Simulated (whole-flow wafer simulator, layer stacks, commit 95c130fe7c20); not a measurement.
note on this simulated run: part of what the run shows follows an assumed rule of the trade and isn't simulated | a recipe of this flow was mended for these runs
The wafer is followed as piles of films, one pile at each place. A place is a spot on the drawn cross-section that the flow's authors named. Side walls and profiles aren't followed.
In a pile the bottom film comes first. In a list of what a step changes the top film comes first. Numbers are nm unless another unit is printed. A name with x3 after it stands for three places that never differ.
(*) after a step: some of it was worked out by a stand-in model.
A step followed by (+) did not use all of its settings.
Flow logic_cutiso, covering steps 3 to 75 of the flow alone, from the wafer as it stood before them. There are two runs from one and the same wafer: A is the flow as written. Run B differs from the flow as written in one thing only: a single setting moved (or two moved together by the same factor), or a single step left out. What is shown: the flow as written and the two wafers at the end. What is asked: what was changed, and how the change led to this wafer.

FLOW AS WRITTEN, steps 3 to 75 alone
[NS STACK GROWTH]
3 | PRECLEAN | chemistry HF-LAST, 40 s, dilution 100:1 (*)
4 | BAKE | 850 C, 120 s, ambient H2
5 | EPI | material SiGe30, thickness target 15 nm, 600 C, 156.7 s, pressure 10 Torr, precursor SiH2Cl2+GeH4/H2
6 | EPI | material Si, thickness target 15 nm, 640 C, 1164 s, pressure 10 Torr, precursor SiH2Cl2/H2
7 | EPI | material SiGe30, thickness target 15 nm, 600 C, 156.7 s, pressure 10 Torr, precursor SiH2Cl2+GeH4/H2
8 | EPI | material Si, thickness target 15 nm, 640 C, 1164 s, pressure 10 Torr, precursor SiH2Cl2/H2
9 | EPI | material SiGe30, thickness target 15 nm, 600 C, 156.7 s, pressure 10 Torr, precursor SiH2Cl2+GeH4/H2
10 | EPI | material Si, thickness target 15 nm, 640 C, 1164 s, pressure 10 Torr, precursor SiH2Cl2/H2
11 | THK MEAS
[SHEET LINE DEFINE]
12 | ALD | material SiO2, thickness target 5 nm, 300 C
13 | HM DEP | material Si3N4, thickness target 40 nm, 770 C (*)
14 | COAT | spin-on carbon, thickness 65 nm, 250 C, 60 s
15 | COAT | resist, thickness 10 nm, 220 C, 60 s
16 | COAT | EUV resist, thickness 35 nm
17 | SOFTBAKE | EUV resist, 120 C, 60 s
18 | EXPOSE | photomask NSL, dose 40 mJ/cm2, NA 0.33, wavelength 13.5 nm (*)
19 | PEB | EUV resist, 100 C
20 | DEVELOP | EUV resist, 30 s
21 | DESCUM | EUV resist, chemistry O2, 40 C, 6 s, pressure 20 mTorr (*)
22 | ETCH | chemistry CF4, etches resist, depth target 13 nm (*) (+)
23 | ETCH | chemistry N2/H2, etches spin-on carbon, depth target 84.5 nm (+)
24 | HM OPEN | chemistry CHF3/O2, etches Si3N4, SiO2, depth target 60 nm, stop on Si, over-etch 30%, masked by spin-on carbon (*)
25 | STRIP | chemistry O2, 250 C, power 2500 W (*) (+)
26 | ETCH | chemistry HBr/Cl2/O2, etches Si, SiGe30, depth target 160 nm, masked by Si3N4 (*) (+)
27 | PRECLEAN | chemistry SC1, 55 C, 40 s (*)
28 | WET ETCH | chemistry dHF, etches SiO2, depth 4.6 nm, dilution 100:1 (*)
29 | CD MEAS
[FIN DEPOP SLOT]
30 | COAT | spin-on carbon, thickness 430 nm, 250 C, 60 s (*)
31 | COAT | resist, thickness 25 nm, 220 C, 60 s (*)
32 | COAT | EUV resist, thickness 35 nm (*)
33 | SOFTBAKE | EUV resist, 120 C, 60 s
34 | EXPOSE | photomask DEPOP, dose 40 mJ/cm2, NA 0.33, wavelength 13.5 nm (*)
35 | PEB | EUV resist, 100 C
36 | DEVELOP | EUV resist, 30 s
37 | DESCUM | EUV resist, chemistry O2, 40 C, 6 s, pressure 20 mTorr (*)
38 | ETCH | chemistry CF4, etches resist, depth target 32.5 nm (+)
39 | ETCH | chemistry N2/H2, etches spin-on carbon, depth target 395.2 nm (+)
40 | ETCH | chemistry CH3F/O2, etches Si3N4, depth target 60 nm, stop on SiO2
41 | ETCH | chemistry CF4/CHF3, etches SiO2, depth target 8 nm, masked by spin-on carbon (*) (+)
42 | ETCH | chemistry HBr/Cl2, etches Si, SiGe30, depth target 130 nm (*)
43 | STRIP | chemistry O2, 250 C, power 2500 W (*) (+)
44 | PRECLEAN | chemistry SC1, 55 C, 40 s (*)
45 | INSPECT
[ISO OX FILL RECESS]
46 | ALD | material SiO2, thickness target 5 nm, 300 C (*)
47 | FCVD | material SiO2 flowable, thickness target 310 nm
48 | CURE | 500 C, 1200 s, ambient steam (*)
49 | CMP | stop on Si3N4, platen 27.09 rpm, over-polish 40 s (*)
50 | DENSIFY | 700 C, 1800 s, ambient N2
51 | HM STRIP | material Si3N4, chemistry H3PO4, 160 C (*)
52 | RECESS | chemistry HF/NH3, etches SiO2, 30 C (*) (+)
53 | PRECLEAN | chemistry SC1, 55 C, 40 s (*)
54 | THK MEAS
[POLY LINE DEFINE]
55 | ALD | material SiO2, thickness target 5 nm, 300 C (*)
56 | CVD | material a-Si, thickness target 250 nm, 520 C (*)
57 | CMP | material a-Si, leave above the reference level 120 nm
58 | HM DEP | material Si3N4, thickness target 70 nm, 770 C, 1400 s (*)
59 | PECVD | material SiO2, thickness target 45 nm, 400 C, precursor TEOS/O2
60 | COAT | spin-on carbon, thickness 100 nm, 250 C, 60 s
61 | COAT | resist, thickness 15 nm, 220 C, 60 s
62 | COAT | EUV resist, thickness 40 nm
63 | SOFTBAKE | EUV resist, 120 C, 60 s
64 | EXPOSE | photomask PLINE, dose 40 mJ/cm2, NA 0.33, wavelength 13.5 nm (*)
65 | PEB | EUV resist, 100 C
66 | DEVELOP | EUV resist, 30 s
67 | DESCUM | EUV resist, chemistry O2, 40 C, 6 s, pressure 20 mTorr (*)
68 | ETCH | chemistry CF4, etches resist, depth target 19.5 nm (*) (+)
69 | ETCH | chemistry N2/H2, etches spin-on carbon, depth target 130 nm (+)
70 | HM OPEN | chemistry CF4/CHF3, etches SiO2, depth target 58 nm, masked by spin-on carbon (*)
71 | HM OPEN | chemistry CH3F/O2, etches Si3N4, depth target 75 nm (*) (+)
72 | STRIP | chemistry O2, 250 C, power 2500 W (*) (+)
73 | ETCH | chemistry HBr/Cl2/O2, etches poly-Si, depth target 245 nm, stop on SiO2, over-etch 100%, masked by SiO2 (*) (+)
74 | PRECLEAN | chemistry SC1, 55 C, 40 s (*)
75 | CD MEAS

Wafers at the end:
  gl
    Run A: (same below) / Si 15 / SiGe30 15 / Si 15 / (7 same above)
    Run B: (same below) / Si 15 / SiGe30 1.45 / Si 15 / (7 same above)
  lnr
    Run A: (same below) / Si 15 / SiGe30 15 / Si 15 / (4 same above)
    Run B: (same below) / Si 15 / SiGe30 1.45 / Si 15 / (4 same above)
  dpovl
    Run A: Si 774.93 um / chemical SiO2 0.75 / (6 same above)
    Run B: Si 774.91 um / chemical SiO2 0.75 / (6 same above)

What caused this: step 7, EPI: 510 C was run, while the flow as written has 600 C.

How this came from the change, step by step:
  7 | EPI | material SiGe30, thickness target 15 nm, 600 C, 156.7 s, pressure 10 Torr, precursor SiH2Cl2+GeH4/H2
      depop, dpovl, gfld and 19 more: A +15 SiGe30 (new film) | B +1.45 SiGe30 (new film)
  26 | ETCH | chemistry HBr/Cl2/O2, etches Si, SiGe30, depth target 160 nm, masked by Si3N4 (*) (+)
      dpovl, gfld, gxf, iso, isow, lnri, nsgap: A -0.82 chemical SiO2 (all of it), -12 Si (all of it), -15 SiGe30 (all of it), -15 Si (all of it), -15 SiGe30 (all of it), -15 Si (all of it), -15 SiGe30 (all of it), -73 Si | B -0.82 chemical SiO2 (all of it), -12 Si (all of it), -15 SiGe30 (all of it), -15 Si (all of it), -1.45 SiGe30 (all of it), -15 Si (all of it), -15 SiGe30 (all of it), -86.6 Si
  42 | ETCH | chemistry HBr/Cl2, etches Si, SiGe30, depth target 130 nm (*)
      depop: A -13.8 Si (all of it), -15 SiGe30 (all of it), -15 Si (all of it), -15 SiGe30 (all of it), -15 Si (all of it), -15 SiGe30 (all of it), -41.2 Si | B -13.8 Si (all of it), -15 SiGe30 (all of it), -15 Si (all of it), -1.45 SiGe30 (all of it), -15 Si (all of it), -15 SiGe30 (all of it), -54.8 Si
